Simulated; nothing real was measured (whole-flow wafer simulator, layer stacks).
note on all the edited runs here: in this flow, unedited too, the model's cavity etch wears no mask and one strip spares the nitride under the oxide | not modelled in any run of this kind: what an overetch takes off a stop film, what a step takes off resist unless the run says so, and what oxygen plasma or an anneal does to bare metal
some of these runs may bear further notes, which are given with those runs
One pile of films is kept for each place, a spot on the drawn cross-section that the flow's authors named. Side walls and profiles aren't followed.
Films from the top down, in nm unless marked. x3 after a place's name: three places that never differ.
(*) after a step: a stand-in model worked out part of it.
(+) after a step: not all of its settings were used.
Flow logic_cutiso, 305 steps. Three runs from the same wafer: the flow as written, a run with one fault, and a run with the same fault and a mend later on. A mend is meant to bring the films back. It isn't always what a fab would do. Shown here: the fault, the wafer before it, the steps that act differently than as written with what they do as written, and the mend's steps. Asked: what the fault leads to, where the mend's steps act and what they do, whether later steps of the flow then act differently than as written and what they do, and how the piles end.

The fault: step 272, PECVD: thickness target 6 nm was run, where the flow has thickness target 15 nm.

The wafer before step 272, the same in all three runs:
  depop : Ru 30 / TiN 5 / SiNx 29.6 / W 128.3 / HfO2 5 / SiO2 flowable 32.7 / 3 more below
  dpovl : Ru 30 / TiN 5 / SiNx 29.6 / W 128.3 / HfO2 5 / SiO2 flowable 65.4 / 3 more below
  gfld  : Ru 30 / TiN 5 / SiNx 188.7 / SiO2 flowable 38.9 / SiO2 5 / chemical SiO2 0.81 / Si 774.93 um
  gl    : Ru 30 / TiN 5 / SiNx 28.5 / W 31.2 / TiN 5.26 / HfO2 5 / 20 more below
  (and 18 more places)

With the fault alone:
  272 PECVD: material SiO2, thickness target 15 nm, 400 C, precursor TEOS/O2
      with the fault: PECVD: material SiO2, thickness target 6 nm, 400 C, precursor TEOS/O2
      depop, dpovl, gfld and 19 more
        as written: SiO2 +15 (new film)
        with the fault: SiO2 +6 (new film)
  Later steps of the flow that act differently than as written (5 more steps differ only slightly, by at most 2% or 0.5 nm, whichever is larger, and aren't shown):
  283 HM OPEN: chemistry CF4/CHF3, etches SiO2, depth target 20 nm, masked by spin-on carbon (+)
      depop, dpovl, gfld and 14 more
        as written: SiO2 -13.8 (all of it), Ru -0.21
        with the fault: SiO2 -4.83 (all of it), Ru -0.08
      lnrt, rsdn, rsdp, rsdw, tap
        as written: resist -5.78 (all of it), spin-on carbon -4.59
        with the fault: resist -5.78 (all of it), spin-on carbon -0.47
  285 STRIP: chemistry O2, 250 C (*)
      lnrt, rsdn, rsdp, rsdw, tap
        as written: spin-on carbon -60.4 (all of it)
        with the fault: spin-on carbon -64.5 (all of it)
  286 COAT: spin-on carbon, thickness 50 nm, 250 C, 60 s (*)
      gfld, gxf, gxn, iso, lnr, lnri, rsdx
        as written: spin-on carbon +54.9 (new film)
        with the fault: spin-on carbon +52 (new film)
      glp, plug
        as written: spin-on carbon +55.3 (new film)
        with the fault: spin-on carbon +52.2 (new film)
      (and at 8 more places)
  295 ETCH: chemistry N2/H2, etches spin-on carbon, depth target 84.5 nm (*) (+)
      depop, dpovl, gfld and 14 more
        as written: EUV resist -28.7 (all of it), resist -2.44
        with the fault: EUV resist -28.7 (all of it), resist -3.03
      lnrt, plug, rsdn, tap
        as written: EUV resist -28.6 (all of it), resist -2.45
        with the fault: EUV resist -28.7 (all of it), resist -3.03
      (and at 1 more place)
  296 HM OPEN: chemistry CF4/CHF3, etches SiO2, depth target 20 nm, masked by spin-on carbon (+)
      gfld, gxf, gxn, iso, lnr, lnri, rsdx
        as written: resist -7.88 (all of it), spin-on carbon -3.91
        with the fault: resist -7.1 (all of it)
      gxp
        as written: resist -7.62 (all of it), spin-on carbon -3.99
        with the fault: resist -6.99 (all of it)
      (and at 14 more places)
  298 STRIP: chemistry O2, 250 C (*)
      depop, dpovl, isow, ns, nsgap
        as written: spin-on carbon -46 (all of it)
        with the fault: spin-on carbon -49.9 (all of it)
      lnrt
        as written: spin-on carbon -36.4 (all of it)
        with the fault: spin-on carbon -46.1 (all of it)
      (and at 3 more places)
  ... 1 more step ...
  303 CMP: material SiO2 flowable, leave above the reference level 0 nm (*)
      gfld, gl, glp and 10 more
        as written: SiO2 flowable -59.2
        with the fault: SiO2 flowable -56.5
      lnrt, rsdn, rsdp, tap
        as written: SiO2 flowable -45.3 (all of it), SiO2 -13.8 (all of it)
        with the fault: SiO2 flowable -51.7 (all of it), SiO2 -4.83 (all of it)
  At the end the piles differ from the flow's only slightly at the places that both follow, by at most 2% or 0.5 nm, whichever is larger.

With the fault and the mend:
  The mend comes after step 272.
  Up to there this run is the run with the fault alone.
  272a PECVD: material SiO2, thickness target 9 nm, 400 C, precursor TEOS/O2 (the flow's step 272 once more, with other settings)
      depop, dpovl, gfld and 19 more
        SiO2 +9
  No later step of the flow acts differently than as written at any place that is followed.
  At the end the piles are the same as the flow's at every place that both follow.
